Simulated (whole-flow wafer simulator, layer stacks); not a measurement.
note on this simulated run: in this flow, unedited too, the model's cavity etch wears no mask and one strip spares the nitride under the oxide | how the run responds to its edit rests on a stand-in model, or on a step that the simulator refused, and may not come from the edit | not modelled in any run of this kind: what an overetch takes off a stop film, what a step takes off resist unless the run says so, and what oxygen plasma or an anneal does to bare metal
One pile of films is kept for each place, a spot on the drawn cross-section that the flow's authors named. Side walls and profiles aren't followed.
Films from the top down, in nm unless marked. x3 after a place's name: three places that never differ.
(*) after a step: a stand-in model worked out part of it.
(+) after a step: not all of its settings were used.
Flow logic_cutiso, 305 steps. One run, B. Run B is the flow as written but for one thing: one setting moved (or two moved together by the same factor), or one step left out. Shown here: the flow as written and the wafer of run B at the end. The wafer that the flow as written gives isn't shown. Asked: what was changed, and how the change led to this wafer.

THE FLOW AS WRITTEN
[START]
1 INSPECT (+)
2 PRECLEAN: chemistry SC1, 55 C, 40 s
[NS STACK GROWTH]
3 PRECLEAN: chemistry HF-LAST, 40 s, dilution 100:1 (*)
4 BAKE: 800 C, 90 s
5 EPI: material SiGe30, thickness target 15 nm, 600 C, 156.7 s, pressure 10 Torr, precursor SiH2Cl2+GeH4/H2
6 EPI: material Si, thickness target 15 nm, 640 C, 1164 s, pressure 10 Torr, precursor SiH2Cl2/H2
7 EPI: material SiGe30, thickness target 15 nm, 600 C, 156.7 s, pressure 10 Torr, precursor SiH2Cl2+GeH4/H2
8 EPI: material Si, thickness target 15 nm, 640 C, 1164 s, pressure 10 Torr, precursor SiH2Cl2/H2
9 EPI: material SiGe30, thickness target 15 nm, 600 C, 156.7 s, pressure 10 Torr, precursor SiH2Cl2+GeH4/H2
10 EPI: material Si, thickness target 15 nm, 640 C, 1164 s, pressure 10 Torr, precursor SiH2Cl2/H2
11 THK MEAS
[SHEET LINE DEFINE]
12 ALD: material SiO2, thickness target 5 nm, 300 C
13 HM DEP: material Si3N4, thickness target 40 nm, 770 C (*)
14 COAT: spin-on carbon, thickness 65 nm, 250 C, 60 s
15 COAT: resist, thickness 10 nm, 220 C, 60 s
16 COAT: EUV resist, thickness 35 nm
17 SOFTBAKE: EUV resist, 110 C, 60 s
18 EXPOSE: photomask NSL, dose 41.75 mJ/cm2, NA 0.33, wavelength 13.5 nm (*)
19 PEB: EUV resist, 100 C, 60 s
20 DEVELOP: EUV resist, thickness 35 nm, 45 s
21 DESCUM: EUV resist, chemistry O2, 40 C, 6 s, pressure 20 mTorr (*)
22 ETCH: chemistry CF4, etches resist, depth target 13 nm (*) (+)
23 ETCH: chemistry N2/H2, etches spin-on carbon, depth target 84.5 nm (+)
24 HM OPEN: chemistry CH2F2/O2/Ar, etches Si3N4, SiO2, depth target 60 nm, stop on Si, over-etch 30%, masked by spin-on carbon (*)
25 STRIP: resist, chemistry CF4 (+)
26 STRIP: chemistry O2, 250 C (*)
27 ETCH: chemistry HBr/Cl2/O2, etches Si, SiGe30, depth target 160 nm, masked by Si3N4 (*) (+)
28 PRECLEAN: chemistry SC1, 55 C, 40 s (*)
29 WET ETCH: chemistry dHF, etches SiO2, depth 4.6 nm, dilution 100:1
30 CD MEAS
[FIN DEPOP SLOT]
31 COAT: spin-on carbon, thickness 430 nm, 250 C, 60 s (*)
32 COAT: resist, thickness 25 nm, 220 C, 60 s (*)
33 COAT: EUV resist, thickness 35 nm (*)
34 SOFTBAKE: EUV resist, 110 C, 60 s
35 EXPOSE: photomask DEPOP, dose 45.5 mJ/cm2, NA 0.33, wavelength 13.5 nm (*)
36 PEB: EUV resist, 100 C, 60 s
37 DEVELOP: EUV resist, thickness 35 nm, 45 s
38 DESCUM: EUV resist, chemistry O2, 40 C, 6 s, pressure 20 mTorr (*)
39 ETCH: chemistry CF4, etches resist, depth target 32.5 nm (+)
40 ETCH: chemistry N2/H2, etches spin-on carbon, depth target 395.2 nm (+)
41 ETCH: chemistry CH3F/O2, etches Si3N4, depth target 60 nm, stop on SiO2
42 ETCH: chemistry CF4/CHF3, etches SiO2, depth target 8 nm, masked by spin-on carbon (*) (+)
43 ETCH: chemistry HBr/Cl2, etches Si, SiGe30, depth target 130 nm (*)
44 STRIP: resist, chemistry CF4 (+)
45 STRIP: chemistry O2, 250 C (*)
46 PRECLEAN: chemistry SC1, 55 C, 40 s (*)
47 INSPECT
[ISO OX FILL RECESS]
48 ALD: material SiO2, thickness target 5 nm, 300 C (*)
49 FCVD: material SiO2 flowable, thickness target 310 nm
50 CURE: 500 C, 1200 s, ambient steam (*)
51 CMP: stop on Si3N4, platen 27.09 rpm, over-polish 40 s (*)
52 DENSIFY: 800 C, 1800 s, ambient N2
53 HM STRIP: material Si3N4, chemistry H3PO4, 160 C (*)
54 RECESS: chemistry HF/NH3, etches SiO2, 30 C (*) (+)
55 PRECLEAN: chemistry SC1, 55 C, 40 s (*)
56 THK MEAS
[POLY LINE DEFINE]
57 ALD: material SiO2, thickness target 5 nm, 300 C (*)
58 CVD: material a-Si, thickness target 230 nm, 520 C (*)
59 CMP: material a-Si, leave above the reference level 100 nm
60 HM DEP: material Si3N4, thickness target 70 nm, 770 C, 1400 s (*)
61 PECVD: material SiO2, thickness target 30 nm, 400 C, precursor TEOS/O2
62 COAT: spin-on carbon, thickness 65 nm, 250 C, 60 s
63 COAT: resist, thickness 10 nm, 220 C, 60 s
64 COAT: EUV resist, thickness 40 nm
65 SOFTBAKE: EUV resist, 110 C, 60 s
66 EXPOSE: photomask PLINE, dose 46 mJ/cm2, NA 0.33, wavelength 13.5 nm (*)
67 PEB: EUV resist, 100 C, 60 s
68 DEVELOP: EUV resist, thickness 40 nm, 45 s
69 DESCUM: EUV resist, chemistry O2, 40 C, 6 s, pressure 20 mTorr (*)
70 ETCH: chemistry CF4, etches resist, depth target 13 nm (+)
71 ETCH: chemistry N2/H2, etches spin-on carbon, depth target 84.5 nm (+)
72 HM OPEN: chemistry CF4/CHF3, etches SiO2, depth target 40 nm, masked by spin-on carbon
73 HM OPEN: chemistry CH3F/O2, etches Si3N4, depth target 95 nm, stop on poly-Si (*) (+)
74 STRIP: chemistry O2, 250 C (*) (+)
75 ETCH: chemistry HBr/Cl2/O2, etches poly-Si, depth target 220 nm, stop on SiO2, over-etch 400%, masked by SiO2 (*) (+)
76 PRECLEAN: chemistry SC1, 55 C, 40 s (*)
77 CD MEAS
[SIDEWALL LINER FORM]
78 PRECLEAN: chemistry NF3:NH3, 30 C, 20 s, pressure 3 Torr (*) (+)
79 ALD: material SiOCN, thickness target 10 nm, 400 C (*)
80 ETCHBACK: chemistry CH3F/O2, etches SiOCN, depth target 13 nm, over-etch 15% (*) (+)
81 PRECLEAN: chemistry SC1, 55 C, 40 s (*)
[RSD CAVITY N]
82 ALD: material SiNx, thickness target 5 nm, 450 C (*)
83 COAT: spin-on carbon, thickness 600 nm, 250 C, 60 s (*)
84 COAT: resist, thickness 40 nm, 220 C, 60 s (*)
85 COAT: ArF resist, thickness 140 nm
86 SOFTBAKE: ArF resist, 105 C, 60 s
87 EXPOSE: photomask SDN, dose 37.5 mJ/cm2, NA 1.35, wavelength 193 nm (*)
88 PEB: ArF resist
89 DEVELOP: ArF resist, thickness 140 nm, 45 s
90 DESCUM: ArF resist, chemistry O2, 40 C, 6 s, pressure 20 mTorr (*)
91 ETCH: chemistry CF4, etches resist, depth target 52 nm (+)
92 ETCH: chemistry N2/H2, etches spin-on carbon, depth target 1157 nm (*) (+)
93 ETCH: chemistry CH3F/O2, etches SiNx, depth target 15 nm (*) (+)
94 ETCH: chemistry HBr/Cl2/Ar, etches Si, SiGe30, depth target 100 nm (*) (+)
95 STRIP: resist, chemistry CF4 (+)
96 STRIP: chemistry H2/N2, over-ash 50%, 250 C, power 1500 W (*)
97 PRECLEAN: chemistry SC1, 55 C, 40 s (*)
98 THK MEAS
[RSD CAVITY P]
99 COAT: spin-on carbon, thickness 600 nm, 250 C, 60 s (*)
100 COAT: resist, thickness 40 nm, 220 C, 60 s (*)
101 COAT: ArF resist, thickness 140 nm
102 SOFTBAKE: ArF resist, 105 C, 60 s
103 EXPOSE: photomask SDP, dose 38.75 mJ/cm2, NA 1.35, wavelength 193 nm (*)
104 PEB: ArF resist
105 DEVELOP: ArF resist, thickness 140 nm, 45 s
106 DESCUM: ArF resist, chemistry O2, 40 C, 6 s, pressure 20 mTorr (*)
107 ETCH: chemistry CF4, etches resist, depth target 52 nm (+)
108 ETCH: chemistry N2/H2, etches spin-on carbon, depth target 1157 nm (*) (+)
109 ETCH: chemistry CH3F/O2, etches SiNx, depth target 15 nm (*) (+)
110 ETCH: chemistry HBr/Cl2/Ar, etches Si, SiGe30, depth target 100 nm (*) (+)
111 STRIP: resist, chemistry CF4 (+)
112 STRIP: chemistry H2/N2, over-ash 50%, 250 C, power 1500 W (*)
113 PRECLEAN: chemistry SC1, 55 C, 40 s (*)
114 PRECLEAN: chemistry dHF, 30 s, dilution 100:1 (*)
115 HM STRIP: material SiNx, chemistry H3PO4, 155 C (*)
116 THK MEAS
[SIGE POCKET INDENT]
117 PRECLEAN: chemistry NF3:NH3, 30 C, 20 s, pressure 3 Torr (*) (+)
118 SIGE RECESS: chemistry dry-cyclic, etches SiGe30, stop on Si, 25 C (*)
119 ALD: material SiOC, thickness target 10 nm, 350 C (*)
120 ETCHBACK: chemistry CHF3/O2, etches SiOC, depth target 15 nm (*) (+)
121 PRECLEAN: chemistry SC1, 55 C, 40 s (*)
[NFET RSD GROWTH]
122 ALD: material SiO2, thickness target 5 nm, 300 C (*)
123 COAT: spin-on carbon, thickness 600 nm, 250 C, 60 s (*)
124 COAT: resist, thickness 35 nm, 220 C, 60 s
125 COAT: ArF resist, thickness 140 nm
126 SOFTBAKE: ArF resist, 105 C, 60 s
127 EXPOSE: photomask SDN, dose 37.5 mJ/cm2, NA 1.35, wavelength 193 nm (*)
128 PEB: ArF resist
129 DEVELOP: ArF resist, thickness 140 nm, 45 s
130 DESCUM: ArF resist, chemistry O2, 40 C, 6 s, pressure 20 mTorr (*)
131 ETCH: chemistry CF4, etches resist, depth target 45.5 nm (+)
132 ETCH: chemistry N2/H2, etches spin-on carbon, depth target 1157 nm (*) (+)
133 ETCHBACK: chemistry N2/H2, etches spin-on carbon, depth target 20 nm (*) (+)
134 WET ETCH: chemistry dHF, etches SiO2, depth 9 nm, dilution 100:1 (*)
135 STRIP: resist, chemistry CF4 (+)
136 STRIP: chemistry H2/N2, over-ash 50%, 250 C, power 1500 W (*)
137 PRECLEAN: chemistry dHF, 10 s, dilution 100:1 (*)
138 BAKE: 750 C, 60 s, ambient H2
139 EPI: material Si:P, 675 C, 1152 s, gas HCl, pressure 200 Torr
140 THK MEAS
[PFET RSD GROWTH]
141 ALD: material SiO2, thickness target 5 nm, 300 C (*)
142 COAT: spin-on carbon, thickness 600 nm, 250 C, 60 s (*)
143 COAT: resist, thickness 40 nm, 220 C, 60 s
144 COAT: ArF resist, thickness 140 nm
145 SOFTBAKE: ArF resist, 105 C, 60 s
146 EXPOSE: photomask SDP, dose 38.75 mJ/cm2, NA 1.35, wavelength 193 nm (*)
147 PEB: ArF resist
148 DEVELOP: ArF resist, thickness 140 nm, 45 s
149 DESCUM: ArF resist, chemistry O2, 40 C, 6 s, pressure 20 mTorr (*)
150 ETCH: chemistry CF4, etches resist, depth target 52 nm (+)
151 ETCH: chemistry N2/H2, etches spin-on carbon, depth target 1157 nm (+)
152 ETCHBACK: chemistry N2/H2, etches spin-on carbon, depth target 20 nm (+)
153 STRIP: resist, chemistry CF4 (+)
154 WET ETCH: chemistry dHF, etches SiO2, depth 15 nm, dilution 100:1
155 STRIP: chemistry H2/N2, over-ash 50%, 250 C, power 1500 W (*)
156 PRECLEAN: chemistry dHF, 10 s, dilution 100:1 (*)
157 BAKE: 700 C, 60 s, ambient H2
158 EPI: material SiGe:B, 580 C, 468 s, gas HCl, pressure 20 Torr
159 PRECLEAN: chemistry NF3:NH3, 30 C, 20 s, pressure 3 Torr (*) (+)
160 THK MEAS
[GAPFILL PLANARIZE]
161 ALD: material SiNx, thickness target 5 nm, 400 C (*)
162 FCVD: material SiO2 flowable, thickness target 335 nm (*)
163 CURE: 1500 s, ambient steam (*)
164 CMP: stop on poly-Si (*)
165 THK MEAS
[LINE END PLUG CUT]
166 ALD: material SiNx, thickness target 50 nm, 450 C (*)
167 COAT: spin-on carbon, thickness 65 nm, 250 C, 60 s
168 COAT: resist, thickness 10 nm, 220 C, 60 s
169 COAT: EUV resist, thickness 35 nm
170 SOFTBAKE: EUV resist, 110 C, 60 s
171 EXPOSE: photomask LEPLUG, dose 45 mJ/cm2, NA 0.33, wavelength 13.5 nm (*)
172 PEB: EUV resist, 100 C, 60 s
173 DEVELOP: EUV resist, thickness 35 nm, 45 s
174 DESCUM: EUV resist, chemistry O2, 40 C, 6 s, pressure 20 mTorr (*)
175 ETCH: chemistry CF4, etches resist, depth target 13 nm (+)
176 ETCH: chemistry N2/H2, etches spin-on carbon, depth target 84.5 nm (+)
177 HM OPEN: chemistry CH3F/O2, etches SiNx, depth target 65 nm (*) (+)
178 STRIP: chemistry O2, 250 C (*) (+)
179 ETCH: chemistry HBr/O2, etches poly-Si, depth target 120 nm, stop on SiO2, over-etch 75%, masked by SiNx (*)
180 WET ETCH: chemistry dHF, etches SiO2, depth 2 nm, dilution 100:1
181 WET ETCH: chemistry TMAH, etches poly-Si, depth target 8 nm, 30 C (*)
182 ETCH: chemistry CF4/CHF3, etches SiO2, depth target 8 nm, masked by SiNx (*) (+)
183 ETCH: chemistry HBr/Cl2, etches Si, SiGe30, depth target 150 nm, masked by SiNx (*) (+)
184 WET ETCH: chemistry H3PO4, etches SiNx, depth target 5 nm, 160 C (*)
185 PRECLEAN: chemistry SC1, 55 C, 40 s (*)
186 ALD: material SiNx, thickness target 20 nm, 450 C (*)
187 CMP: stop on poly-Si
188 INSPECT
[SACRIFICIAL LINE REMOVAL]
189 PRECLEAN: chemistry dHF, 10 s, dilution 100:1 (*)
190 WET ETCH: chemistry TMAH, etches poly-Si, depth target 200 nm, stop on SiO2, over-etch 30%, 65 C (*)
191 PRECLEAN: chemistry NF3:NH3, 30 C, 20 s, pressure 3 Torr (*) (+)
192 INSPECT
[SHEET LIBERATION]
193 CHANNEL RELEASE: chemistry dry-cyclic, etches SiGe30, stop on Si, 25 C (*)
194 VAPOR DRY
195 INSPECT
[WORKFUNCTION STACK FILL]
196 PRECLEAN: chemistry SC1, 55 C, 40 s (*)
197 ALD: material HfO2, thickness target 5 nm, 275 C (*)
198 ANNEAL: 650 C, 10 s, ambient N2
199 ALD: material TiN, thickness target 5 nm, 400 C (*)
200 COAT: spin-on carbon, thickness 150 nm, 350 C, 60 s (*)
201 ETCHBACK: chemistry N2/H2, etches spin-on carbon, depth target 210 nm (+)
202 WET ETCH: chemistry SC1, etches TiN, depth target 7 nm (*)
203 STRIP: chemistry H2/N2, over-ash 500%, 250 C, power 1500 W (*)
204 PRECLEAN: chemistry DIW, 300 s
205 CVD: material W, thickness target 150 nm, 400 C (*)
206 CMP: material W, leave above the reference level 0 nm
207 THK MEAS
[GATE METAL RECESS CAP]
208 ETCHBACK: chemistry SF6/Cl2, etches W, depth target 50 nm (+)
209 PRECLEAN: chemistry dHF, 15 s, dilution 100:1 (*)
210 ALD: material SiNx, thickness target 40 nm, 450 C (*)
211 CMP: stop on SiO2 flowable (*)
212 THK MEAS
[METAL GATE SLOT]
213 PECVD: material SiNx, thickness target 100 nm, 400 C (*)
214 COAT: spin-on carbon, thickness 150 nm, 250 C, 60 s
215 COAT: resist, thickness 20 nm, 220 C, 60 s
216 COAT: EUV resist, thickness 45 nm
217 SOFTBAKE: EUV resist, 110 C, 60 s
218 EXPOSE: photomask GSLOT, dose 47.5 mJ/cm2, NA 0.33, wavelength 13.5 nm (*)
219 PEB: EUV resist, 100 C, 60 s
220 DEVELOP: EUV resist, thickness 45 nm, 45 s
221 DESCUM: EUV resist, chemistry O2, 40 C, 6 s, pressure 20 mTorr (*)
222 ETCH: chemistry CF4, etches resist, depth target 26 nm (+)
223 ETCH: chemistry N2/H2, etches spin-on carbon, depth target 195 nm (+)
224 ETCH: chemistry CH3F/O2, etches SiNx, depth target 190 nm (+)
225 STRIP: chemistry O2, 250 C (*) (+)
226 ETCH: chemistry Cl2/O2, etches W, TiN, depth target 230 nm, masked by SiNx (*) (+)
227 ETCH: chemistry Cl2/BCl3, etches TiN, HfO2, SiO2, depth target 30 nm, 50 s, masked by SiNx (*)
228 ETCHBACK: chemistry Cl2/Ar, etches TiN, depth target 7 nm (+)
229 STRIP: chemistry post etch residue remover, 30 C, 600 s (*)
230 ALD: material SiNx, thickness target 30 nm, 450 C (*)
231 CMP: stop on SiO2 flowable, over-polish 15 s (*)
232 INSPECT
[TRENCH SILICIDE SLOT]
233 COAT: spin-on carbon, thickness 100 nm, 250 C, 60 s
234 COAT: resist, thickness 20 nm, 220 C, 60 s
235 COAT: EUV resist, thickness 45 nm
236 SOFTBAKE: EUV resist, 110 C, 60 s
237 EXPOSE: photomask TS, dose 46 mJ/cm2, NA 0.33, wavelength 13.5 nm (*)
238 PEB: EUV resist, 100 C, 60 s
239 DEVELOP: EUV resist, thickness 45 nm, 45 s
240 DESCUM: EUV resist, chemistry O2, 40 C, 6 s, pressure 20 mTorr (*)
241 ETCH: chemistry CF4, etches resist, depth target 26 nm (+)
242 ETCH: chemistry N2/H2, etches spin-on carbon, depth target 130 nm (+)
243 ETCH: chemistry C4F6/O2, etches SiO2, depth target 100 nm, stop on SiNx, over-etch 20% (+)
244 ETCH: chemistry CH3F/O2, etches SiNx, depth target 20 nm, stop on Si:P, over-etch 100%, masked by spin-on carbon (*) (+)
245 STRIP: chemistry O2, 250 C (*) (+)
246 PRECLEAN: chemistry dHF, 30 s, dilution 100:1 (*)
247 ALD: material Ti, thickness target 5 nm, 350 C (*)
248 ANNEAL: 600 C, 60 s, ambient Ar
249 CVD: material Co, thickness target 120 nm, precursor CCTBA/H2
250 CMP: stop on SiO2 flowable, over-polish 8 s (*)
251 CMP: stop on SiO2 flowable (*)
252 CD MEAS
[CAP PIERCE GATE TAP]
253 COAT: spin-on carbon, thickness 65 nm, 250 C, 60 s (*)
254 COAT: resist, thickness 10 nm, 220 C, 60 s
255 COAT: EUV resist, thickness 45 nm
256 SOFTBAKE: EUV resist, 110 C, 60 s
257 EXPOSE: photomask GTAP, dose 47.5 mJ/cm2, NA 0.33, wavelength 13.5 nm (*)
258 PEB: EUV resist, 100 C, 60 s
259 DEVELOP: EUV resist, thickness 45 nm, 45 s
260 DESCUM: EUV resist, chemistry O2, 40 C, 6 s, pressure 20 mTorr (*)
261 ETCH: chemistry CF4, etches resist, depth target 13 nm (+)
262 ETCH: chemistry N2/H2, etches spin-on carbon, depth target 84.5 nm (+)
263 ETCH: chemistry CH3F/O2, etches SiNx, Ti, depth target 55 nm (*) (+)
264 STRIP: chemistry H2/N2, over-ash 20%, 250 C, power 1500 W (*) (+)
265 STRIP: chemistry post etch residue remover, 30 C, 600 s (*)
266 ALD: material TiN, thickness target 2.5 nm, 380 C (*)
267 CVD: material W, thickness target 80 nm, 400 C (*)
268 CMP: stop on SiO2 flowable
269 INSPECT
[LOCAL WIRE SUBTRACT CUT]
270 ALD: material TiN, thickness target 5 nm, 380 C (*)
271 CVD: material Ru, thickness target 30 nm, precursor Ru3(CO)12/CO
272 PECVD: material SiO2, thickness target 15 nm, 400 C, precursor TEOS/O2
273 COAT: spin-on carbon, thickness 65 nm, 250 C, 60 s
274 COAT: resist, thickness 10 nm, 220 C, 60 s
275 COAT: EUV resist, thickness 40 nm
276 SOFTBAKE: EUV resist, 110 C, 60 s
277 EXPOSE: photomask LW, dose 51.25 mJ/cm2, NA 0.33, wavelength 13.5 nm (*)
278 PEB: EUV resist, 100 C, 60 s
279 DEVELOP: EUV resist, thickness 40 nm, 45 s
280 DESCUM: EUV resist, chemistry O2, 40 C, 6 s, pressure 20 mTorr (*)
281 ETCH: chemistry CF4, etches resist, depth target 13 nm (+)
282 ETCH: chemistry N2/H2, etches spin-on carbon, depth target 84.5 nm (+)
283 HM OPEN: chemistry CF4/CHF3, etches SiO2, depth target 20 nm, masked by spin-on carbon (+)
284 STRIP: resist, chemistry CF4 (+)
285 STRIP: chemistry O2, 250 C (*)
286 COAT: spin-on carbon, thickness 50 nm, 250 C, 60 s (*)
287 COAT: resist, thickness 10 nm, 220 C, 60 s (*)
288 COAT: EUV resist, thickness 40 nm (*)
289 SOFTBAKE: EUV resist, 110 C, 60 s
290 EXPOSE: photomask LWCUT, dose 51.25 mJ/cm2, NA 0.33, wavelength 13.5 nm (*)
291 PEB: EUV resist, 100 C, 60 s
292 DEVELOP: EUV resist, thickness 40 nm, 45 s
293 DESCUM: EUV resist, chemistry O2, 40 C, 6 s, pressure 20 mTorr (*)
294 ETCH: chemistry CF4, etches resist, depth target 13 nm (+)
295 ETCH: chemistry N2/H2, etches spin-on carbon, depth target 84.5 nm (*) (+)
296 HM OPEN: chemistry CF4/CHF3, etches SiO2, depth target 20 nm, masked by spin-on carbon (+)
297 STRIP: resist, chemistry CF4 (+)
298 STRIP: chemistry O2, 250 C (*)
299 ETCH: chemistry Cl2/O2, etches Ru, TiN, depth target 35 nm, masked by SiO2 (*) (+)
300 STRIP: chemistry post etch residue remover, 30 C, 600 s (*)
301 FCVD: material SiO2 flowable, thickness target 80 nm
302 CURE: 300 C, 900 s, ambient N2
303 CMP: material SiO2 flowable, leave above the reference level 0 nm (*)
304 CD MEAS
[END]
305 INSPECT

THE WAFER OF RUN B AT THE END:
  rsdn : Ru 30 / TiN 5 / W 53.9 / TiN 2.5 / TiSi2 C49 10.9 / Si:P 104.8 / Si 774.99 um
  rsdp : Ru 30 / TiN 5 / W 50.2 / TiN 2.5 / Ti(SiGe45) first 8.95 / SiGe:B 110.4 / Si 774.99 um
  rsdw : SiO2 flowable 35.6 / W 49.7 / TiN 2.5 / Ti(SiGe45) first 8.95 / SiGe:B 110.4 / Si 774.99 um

The cause: step 249, CVD: material Co, thickness target 120 nm, precursor CCTBA/H2, was left out.

How the change led to this, step by step:
  250 CMP: stop on SiO2 flowable, over-polish 8 s (*)
      gl, glp, gxf, gxn, gxp, tap: Ti -5 (all of it), SiNx -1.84 (as written it would be: Co -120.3 (all of it), Ti -5 (all of it), SiNx -1.84)
      depop, dpovl, isow, ns, nsgap: Ti -5 (all of it), SiNx -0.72 (as written it would be: Co -120.3 (all of it), Ti -5 (all of it), SiNx -0.72)
      (and at 11 more places)
  251 CMP: stop on SiO2 flowable (*)
      rsdn, rsdp, rsdw: nothing (as written it would be: Co -5)
      iso: Ti -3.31 (as written it would be: Co -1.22 (all of it), Ti -4.34)
      (and at 1 more place)
  253 COAT: spin-on carbon, thickness 65 nm, 250 C, 60 s (*)
      glp, plug, tap: spin-on carbon +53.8 (new film) (as written it would be: spin-on carbon +64.9 (new film))
      gfld, gxn: spin-on carbon +54.9 (new film) (as written it would be: spin-on carbon +64.9 (new film))
      (and at 12 more places)
  254 COAT: resist, thickness 10 nm, 220 C, 60 s
      gfld, gxn: resist +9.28 (new film) (as written it would be: resist +10 (new film))
      iso, rsdx: resist +9.32 (new film) (as written it would be: resist +10 (new film))
      (and at 5 more places)
  262 ETCH: chemistry N2/H2, etches spin-on carbon, depth target 84.5 nm (+)
      tap: spin-on carbon -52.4 (all of it), SiNx -0.73 (as written it would be: spin-on carbon -63.4 (all of it), SiNx -0.59)
  263 ETCH: chemistry CH3F/O2, etches SiNx, Ti, depth target 55 nm (*) (+)
      depop, dpovl, isow, ns, nsgap: resist -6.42 (all of it), spin-on carbon -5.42 (as written it would be: resist -6.03 (all of it), spin-on carbon -6.46)
      gfld: resist -5.7 (all of it), spin-on carbon -7.14 (as written it would be: resist -6.03 (all of it), spin-on carbon -6.45)
      (and at 12 more places)
  264 STRIP: chemistry H2/N2, over-ash 20%, 250 C, power 1500 W (*) (+)
      gfld, gxn: spin-on carbon -47.7 (all of it) (as written it would be: spin-on carbon -58.4 (all of it))
      glp, plug: spin-on carbon -48.9 (all of it) (as written it would be: spin-on carbon -58.4 (all of it))
      (and at 12 more places)
  265 STRIP: chemistry post etch residue remover, 30 C, 600 s (*)
      rsdn: TiSi2 C49 -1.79 (as written it would be: nothing)
      rsdx: Ti -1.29 (all of it) (as written it would be: nothing)
      (and at 1 more place)
  267 CVD: material W, thickness target 80 nm, 400 C (*)
      rsdp, rsdw: W +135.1 (new film) (as written it would be: W +80 (new film))
      rsdn: W +138.8 (new film) (as written it would be: W +80 (new film))
  268 CMP: stop on SiO2 flowable
      rsdn, rsdp, rsdw: W -84.8 (as written it would be: W -80 (all of it), TiN -2.5 (all of it), Co -1.22)
      depop, dpovl, gfld and 9 more: W -80.2 (all of it), TiN -2.5 (all of it), SiNx -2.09 (as written it would be: W -80.2 (all of it), TiN -2.5 (all of it), SiNx -0.98)
      (and at 4 more places)
  286 COAT: spin-on carbon, thickness 50 nm, 250 C, 60 s (*)
      lnr: spin-on carbon +56.1 (new film) (as written it would be: spin-on carbon +54.9 (new film))
  295 ETCH: chemistry N2/H2, etches spin-on carbon, depth target 84.5 nm (*) (+)
      rsdw: spin-on carbon -39.4 (all of it), SiO2 -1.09 (as written it would be: spin-on carbon -38.6 (all of it), SiO2 -1.07)
  296 HM OPEN: chemistry CF4/CHF3, etches SiO2, depth target 20 nm, masked by spin-on carbon (+)
      lnr: resist -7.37 (all of it), spin-on carbon -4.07 (as written it would be: resist -7.88 (all of it), spin-on carbon -3.91)
  298 STRIP: chemistry O2, 250 C (*)
      lnr: spin-on carbon -52.1 (all of it) (as written it would be: spin-on carbon -51 (all of it))
